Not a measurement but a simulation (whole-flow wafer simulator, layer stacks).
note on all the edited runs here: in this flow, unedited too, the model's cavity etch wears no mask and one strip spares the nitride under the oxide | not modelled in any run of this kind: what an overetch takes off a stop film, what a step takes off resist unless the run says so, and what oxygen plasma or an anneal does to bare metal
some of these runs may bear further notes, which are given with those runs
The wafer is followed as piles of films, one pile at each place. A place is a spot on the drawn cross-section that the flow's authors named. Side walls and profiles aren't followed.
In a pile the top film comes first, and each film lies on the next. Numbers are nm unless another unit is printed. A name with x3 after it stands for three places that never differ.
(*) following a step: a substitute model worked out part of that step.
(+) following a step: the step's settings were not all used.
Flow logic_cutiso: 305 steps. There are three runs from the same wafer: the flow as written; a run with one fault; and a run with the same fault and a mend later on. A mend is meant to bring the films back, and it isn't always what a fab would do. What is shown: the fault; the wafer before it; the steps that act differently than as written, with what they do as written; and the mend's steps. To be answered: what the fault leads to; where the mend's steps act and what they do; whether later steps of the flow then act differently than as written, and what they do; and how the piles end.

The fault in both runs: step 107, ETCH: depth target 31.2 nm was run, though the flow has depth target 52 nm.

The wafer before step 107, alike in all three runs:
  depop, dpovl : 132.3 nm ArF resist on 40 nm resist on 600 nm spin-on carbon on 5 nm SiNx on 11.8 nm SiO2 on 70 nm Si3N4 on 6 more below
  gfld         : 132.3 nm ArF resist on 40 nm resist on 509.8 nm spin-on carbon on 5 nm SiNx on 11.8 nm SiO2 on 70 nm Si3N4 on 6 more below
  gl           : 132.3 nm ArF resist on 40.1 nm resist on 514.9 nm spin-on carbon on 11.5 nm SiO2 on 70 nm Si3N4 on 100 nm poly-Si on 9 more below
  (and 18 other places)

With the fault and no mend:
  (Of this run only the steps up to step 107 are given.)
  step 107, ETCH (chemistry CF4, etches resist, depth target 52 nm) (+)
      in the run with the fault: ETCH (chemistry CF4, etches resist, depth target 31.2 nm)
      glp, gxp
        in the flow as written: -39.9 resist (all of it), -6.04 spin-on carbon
        in the run with the fault: -31.2 resist
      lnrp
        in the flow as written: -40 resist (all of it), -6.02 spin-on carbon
        in the run with the fault: -31.2 resist
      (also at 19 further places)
  Once step 107 is done, the piles at depop, dpovl, gfld and 19 more depart from the flow's by more than 2% or 0.5 nm, whichever is larger.
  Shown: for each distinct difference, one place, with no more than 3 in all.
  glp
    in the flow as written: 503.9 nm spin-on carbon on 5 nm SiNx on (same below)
    in the run with the fault: 8.71 nm resist on 509.9 nm spin-on carbon on 5 nm SiNx on (same below)
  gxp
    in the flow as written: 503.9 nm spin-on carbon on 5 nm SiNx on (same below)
    in the run with the fault: 8.72 nm resist on 509.9 nm spin-on carbon on 5 nm SiNx on (same below)
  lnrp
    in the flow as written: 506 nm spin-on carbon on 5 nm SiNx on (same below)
    in the run with the fault: 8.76 nm resist on 512.1 nm spin-on carbon on 5 nm SiNx on (same below)

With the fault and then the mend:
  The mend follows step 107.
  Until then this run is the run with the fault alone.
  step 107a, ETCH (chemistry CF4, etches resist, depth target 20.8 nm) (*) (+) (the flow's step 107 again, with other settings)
      depop, dpovl, gfld and 14 more
        -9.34 ArF resist
      glp
        -8.71 resist (all of it), -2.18 spin-on carbon
      gxp
        -8.72 resist (all of it), -2.18 spin-on carbon
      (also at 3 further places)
  Later steps of the flow acting differently than as written (2 other steps are not shown; they differ only slightly, by no more than 2% or 0.5 nm, whichever is larger):
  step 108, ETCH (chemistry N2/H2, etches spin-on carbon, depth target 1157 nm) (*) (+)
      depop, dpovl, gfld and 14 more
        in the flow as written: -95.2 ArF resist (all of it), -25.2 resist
        in the run with the mend: -100.7 ArF resist (all of it), -25.2 resist
  At every place that both follow, the piles at the end match the flow's.
